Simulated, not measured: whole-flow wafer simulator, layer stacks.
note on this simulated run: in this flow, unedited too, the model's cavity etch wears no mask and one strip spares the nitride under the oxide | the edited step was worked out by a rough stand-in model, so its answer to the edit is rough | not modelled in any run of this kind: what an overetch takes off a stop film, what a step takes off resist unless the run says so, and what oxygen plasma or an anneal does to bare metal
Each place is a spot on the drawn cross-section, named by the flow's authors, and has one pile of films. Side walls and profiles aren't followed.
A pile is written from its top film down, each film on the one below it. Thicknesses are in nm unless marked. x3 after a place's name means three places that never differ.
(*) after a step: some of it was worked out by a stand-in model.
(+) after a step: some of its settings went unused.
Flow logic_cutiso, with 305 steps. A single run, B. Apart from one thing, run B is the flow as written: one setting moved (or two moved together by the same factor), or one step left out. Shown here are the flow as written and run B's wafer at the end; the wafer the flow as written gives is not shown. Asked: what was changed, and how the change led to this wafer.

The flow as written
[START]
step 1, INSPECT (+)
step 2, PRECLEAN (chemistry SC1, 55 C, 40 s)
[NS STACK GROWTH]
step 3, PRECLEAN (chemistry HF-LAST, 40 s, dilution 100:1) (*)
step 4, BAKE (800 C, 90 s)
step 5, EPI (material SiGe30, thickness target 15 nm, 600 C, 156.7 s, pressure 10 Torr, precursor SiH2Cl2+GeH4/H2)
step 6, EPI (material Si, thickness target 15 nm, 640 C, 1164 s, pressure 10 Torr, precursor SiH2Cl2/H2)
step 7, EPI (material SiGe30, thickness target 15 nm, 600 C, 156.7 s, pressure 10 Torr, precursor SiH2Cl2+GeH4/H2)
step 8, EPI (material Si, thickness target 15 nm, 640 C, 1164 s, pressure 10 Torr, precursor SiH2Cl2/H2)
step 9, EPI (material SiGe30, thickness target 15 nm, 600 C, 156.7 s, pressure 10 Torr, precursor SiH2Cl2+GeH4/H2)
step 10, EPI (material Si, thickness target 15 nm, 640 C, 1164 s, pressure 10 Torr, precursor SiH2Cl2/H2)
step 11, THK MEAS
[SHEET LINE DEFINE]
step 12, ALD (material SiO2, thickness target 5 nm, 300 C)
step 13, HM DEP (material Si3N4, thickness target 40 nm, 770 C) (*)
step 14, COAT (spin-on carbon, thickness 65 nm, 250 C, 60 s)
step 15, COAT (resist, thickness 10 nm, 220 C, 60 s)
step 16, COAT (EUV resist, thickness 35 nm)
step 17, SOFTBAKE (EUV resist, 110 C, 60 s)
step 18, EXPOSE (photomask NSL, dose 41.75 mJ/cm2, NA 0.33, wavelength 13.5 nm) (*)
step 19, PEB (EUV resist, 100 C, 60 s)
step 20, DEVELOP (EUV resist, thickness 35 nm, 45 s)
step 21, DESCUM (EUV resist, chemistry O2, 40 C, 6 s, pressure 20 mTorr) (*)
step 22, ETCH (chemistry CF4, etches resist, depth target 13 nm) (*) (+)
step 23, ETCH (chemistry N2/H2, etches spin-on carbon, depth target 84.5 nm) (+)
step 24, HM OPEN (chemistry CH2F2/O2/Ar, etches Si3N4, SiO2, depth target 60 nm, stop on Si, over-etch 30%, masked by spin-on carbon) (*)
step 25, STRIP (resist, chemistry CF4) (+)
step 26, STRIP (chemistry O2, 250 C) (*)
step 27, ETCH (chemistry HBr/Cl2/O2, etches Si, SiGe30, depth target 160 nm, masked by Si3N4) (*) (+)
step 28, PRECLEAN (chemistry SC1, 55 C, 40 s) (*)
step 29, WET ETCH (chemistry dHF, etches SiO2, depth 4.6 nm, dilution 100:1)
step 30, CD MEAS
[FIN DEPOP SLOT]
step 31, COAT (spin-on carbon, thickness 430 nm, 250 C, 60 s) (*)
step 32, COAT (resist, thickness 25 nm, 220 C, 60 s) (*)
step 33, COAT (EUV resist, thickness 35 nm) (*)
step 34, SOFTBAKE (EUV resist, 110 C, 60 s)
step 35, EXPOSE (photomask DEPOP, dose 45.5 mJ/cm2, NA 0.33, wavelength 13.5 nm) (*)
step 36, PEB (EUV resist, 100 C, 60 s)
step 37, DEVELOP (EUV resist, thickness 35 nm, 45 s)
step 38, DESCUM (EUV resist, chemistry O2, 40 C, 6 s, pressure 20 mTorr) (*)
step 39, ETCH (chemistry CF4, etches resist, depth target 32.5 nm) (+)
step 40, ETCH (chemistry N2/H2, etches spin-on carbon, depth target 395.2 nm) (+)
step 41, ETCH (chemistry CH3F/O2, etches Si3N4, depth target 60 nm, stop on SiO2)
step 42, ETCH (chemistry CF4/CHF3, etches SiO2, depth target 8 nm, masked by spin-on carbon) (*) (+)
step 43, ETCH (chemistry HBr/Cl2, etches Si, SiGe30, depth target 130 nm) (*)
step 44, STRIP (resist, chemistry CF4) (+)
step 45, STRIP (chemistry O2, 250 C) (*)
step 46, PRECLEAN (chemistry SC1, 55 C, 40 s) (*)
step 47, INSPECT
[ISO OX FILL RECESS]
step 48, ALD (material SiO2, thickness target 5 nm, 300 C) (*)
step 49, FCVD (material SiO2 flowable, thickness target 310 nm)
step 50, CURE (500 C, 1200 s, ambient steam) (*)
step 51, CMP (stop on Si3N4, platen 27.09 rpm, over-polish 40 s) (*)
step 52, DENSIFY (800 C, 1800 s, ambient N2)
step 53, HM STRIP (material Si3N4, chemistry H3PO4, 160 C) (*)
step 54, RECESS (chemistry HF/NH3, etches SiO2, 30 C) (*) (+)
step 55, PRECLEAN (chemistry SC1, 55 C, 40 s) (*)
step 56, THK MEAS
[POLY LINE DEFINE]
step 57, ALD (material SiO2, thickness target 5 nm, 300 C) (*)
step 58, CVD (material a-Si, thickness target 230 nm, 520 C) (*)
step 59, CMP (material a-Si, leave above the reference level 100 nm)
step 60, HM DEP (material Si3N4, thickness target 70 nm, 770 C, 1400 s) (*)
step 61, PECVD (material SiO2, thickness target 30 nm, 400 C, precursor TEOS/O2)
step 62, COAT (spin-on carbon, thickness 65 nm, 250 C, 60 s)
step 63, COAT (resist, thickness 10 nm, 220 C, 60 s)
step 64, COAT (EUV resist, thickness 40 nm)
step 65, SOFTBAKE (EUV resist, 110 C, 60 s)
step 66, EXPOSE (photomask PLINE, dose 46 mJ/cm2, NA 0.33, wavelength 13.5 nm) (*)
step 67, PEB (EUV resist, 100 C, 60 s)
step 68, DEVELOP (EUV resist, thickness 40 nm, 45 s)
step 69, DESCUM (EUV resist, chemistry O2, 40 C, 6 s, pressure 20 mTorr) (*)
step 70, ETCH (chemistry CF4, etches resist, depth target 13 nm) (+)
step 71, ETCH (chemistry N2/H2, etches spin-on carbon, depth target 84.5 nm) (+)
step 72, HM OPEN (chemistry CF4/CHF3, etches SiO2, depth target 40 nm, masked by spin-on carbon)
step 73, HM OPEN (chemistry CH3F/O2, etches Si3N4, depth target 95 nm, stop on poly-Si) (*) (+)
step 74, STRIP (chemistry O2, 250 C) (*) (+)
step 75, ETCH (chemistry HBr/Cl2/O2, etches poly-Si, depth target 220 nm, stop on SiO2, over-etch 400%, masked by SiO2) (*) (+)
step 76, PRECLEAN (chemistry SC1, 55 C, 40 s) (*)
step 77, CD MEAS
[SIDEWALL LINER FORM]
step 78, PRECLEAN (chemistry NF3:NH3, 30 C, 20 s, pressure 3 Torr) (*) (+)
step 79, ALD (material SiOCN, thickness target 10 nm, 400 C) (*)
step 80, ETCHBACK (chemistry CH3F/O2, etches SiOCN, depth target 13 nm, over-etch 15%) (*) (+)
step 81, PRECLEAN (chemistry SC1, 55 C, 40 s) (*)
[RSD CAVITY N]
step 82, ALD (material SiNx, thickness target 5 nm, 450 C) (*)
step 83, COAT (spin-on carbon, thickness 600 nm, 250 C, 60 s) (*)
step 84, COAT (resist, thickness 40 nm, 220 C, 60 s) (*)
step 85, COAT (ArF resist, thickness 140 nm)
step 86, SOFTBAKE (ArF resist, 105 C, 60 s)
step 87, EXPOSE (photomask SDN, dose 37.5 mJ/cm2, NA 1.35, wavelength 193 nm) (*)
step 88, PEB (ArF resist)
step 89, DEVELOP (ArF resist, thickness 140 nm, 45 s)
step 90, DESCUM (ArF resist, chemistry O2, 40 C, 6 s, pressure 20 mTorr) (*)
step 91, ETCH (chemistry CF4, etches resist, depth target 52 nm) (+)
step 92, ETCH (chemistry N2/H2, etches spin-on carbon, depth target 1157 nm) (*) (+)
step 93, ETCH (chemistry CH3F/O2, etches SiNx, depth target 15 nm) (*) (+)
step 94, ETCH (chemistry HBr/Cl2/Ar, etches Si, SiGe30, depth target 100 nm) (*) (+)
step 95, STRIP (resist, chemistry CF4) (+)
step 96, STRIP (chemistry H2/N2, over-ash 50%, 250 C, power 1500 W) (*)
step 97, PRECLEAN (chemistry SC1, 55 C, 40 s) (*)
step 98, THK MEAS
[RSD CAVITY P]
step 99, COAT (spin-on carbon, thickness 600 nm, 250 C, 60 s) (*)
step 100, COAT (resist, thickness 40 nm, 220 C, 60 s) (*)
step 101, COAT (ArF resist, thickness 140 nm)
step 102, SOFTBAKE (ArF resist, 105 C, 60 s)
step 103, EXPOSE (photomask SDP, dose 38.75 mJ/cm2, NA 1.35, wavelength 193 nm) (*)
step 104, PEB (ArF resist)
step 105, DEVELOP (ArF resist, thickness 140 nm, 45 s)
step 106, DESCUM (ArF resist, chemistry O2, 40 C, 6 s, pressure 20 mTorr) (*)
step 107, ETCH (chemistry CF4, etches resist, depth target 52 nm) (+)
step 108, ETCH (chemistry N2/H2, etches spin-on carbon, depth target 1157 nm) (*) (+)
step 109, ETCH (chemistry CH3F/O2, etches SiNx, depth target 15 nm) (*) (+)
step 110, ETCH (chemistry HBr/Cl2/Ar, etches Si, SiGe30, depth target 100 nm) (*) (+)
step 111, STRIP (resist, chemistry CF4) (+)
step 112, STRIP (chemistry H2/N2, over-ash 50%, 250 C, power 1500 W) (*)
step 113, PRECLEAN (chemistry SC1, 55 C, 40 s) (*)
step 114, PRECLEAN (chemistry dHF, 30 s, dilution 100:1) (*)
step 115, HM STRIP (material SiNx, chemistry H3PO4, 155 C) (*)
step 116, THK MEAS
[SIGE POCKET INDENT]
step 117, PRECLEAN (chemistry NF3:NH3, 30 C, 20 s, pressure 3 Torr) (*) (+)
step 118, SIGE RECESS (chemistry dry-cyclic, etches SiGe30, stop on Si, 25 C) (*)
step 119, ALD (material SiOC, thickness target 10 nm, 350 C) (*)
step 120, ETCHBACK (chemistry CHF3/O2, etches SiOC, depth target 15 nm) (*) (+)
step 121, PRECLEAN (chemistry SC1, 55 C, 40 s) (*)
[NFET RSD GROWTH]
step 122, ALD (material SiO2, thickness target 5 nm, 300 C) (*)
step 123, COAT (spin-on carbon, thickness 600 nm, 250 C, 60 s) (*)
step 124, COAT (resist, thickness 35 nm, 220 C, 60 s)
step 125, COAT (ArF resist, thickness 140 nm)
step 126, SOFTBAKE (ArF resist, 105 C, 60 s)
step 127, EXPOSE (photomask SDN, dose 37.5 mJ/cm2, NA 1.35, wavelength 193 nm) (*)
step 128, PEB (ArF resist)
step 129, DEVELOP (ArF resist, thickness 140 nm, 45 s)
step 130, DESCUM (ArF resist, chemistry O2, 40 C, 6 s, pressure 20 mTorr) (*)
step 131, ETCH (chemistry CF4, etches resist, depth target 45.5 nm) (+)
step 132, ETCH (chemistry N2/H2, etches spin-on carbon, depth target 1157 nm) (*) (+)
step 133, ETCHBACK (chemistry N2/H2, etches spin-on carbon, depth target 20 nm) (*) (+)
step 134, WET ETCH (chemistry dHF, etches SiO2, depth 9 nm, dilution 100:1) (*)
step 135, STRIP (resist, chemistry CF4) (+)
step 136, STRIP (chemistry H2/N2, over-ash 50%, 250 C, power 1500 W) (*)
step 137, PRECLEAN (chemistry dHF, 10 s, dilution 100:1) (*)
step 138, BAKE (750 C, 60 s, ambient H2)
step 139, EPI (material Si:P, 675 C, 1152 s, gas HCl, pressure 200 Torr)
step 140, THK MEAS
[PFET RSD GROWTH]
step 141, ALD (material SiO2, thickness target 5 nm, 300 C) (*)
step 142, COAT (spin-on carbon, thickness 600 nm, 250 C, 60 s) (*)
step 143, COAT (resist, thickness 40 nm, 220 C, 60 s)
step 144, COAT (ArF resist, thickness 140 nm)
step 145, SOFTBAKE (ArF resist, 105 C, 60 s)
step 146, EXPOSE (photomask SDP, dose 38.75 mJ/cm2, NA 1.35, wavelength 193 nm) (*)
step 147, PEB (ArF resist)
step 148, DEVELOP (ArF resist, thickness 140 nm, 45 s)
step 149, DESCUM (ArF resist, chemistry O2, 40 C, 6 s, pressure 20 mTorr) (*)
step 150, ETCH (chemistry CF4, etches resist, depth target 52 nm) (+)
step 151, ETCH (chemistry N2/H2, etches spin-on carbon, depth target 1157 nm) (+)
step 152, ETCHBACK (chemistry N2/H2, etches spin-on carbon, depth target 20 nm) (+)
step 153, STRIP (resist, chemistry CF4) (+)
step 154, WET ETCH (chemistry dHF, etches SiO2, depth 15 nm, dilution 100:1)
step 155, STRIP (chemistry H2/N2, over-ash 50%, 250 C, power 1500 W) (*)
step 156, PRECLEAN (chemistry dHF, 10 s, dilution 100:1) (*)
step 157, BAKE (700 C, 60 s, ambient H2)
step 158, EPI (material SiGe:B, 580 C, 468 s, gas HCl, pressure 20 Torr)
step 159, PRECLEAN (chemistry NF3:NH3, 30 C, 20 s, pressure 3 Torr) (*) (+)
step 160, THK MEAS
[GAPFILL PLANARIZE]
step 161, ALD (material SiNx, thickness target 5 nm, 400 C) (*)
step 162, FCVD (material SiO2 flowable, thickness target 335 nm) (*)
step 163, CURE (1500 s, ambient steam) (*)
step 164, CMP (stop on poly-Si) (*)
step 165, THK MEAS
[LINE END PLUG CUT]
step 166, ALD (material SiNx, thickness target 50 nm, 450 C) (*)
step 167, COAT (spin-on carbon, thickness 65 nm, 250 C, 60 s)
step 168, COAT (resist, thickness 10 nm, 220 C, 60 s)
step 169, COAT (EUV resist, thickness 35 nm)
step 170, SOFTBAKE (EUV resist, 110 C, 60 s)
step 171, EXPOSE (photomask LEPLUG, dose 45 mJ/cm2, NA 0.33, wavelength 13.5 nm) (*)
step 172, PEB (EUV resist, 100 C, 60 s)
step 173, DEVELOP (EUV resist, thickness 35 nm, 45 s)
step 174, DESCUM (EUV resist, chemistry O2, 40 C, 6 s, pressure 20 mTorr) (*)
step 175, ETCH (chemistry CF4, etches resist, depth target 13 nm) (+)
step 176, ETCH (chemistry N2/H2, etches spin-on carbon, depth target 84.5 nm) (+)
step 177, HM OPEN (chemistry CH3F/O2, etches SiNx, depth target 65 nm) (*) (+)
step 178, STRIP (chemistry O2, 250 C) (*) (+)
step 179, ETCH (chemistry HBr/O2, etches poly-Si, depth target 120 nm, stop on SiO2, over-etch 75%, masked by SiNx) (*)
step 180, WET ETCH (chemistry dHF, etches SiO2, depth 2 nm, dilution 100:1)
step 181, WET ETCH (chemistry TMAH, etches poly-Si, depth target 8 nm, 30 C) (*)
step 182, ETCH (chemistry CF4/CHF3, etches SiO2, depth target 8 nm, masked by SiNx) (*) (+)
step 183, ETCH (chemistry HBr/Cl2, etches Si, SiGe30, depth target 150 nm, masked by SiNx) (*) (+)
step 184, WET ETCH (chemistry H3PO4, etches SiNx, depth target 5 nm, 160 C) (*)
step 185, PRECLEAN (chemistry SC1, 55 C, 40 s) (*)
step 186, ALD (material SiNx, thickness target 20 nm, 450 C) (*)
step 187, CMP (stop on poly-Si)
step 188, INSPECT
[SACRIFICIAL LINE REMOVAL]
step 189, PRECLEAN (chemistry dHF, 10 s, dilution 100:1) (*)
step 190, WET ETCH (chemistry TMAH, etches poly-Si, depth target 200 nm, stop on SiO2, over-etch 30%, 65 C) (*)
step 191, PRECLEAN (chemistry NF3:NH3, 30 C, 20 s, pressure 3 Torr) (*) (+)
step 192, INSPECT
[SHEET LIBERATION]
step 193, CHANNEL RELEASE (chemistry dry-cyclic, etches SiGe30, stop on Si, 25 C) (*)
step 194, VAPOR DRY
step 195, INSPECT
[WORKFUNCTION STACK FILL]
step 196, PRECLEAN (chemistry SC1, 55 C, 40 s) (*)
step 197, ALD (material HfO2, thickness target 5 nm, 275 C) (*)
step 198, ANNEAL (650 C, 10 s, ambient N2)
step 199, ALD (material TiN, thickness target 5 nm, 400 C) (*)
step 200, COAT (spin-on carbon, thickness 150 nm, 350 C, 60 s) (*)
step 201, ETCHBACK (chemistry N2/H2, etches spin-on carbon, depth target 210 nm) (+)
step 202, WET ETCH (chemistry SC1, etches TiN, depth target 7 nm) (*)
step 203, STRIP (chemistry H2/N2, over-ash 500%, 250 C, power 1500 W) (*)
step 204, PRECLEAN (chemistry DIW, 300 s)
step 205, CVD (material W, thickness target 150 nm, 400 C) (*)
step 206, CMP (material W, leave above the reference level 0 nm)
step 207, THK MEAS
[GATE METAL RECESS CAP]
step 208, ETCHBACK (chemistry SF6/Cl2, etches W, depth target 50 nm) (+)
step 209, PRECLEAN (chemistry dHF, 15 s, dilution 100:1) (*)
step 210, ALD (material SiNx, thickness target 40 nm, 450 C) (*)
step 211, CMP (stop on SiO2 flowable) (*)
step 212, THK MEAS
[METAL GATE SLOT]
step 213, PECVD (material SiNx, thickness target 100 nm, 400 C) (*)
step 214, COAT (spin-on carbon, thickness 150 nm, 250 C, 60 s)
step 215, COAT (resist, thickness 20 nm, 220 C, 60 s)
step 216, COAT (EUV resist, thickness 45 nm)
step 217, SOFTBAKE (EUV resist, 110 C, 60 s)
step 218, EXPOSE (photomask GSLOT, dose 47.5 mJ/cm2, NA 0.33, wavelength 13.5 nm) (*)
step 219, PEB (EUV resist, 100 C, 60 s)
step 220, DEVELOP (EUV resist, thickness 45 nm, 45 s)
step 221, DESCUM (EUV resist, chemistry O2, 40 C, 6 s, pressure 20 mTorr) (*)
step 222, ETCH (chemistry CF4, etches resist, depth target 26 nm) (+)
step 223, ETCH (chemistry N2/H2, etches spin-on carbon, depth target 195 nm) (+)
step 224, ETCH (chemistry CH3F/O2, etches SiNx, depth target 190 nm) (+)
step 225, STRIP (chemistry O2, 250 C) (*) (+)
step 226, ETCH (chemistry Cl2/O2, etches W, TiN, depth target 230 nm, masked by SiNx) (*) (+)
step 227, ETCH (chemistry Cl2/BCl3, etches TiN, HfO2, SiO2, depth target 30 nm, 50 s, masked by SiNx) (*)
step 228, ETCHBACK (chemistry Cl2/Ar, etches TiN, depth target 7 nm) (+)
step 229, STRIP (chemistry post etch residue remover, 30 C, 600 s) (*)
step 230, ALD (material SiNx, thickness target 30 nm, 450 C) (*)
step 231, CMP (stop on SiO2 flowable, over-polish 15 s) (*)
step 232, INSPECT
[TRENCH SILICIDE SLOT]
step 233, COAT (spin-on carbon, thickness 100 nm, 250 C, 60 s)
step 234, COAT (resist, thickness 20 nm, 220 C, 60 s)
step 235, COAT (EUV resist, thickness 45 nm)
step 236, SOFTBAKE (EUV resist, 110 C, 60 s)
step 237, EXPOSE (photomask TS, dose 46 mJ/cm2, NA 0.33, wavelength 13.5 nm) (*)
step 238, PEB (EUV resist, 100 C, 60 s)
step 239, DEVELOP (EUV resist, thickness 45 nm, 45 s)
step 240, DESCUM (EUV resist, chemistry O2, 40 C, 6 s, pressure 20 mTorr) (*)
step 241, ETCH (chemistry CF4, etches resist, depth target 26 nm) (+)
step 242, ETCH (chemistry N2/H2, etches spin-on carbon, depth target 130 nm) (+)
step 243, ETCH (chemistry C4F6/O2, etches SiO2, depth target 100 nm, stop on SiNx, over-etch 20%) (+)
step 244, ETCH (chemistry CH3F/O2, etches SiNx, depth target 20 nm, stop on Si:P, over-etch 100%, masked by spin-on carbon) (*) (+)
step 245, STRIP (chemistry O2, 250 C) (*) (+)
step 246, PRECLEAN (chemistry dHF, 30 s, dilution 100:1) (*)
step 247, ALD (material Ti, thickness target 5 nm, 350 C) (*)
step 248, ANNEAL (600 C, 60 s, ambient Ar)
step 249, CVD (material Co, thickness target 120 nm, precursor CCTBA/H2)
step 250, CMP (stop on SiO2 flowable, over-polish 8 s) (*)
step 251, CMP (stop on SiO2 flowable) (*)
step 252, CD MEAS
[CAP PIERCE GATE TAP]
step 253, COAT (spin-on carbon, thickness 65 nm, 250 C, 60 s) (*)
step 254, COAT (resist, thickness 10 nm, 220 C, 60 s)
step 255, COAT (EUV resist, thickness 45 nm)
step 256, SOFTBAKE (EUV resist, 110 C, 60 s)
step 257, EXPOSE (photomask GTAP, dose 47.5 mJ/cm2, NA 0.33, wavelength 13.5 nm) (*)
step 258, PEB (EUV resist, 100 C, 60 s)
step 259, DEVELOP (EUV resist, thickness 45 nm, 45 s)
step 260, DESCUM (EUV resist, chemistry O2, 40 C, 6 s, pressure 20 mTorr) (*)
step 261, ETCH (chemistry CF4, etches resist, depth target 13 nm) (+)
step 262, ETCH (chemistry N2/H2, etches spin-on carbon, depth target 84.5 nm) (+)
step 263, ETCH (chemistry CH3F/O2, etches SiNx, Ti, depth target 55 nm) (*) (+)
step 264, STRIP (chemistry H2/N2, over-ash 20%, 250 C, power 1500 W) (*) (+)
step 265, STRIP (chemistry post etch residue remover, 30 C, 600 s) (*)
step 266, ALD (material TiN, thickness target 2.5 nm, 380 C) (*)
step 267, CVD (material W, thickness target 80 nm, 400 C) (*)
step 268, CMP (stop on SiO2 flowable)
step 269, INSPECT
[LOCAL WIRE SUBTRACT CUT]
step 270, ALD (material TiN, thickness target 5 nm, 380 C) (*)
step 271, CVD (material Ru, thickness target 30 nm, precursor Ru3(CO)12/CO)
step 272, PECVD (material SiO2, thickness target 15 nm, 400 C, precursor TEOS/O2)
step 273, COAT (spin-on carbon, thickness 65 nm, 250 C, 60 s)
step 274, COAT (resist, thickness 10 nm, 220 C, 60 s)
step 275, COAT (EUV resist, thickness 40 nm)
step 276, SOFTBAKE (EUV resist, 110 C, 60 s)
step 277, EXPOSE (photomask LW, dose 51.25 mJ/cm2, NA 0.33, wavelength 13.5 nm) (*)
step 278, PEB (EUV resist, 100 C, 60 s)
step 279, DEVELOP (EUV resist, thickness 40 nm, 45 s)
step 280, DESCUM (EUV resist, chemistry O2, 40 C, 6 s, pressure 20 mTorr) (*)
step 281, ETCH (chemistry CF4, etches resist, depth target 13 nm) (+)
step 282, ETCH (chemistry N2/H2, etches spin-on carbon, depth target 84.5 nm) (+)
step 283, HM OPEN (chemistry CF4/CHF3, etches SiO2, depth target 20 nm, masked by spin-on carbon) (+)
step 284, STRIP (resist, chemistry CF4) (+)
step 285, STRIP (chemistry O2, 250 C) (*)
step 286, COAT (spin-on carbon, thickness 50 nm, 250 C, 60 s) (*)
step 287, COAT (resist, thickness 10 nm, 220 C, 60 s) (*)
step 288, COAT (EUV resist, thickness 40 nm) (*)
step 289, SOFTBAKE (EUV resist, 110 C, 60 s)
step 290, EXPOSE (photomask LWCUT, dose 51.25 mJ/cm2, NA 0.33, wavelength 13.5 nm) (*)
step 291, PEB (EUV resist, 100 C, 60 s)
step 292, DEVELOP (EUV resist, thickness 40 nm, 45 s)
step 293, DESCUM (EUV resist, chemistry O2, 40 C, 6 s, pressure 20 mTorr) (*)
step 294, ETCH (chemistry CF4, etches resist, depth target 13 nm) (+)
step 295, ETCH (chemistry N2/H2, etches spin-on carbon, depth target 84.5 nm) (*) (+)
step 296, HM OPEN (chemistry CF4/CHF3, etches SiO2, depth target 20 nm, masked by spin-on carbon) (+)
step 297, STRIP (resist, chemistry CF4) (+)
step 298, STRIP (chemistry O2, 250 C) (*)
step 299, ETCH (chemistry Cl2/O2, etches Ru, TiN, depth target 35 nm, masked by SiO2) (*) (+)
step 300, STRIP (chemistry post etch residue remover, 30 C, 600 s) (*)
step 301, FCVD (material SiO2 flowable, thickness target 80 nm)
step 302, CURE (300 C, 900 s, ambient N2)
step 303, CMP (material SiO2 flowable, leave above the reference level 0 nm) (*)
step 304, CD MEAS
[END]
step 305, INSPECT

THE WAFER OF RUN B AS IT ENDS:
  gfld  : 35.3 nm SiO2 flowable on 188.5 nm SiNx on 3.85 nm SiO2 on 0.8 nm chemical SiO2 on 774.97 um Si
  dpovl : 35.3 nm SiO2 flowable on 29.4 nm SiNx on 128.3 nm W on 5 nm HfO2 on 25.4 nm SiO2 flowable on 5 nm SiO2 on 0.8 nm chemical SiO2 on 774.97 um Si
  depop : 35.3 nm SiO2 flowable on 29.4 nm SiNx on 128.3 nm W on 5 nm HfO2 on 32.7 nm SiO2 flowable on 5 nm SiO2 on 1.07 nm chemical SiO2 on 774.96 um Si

What caused this: step 27, ETCH: depth target 120 nm was run, whereas the flow has depth target 160 nm.

Step by step, how the change led to this:
  step 27, ETCH (chemistry HBr/Cl2/O2, etches Si, SiGe30, depth target 160 nm, masked by Si3N4) (*) (+)
      depop, gl, glp and 12 more: -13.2 Si3N4 (as written it would have been: -16.8 Si3N4)
      gfld, gxf, iso, lnri: -0.79 chemical SiO2 (all of it), -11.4 Si (all of it), -15 SiGe30 (all of it), -15 Si (all of it), -15 SiGe30 (all of it), -15 Si (all of it), -15 SiGe30 (all of it), -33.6 Si (as written it would have been: -0.79 chemical SiO2 (all of it), -11.4 Si (all of it), -15 SiGe30 (all of it), -15 Si (all of it), -15 SiGe30 (all of it), -15 Si (all of it), -15 SiGe30 (all of it), -73.6 Si)
      (also at 3 further places)
  step 31, COAT (spin-on carbon, thickness 430 nm, 250 C, 60 s) (*)
      dpovl, nsgap: +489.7 spin-on carbon (new film) (as written it would have been: +503.7 spin-on carbon (new film))
      glp, tap: +389.6 spin-on carbon (new film) (as written it would have been: +380.2 spin-on carbon (new film))
      (also at 18 further places)
  step 40, ETCH (chemistry N2/H2, etches spin-on carbon, depth target 395.2 nm) (+)
      depop: -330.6 spin-on carbon (all of it), -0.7 Si3N4 (as written it would have been: -308.2 spin-on carbon (all of it), -0.95 Si3N4)
  step 41, ETCH (chemistry CH3F/O2, etches Si3N4, depth target 60 nm, stop on SiO2)
      gfld, gl, glp and 17 more: -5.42 resist (as written it would have been: -4.65 resist)
      depop: -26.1 Si3N4 (all of it), -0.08 SiO2 (as written it would have been: -22.2 Si3N4 (all of it), -0.08 SiO2)
      (also at 1 further place)
  step 42, ETCH (chemistry CF4/CHF3, etches SiO2, depth target 8 nm, masked by spin-on carbon) (*) (+)
      gfld: -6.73 resist (all of it), -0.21 spin-on carbon (as written it would have been: -7.38 resist)
      gxf: -6.46 resist (all of it), -0.29 spin-on carbon (as written it would have been: -7.42 resist (all of it))
      (also at 18 further places)
  step 45, STRIP (chemistry O2, 250 C) (*)
      gfld, lnri: +0.81 chemical SiO2 (new film), -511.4 spin-on carbon (all of it), -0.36 Si (as written it would have been: +0.82 chemical SiO2 (new film), -538.7 spin-on carbon (all of it), -0.36 Si)
      glp, tap: -356.9 spin-on carbon (all of it) (as written it would have been: -347.6 spin-on carbon (all of it))
      (also at 17 further places)
  step 49, FCVD (material SiO2 flowable, thickness target 310 nm)
      gl, glp, gxn and 10 more: +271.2 SiO2 flowable (new film) (as written it would have been: +262.2 SiO2 flowable (new film))
      gfld, gxf, iso, lnri: +426.6 SiO2 flowable (new film) (as written it would have been: +453.9 SiO2 flowable (new film))
      (also at 5 further places)
  step 50, CURE (500 C, 1200 s, ambient steam) (*)
      depop: -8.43 SiO2 flowable (as written it would have been: -7.92 SiO2 flowable)
  step 51, CMP (stop on Si3N4, platen 27.09 rpm, over-polish 40 s) (*)
      lnrt, rsdn, tap: -263 SiO2 flowable (all of it), -5 SiO2 (all of it), -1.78 Si3N4 (as written it would have been: -254.2 SiO2 flowable (all of it), -5 SiO2 (all of it), -1.78 Si3N4)
      dpovl, isow: -217.4 SiO2 flowable (as written it would have been: -200.4 SiO2 flowable)
      (also at 17 further places)
  step 52, DENSIFY (800 C, 1800 s, ambient N2)
      gfld, gxf, iso, lnri: -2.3 SiO2 flowable (as written it would have been: -3.15 SiO2 flowable)
      dpovl: -2.27 SiO2 flowable (as written it would have been: -2.82 SiO2 flowable)
  step 53, HM STRIP (material Si3N4, chemistry H3PO4, 160 C) (*)
      gl, glp, gxn and 11 more: -25 Si3N4 (all of it), -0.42 SiO2 (as written it would have been: -21.4 Si3N4 (all of it), -0.36 SiO2)
  step 54, RECESS (chemistry HF/NH3, etches SiO2, 30 C) (*) (+)
      gfld, gxf, iso, lnri: -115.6 SiO2 flowable (as written it would have been: -111.4 SiO2 flowable)
      depop: -115.2 SiO2 flowable (as written it would have been: -111.9 SiO2 flowable)
      (also at 3 further places)
  step 227, ETCH (chemistry Cl2/BCl3, etches TiN, HfO2, SiO2, depth target 30 nm, 50 s, masked by SiNx) (*)
      gfld: -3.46 HfO2 (all of it), -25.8 SiO2 flowable (all of it), -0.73 SiO2 (as written it would have been: -3.46 HfO2 (all of it), -26.5 SiO2 flowable)
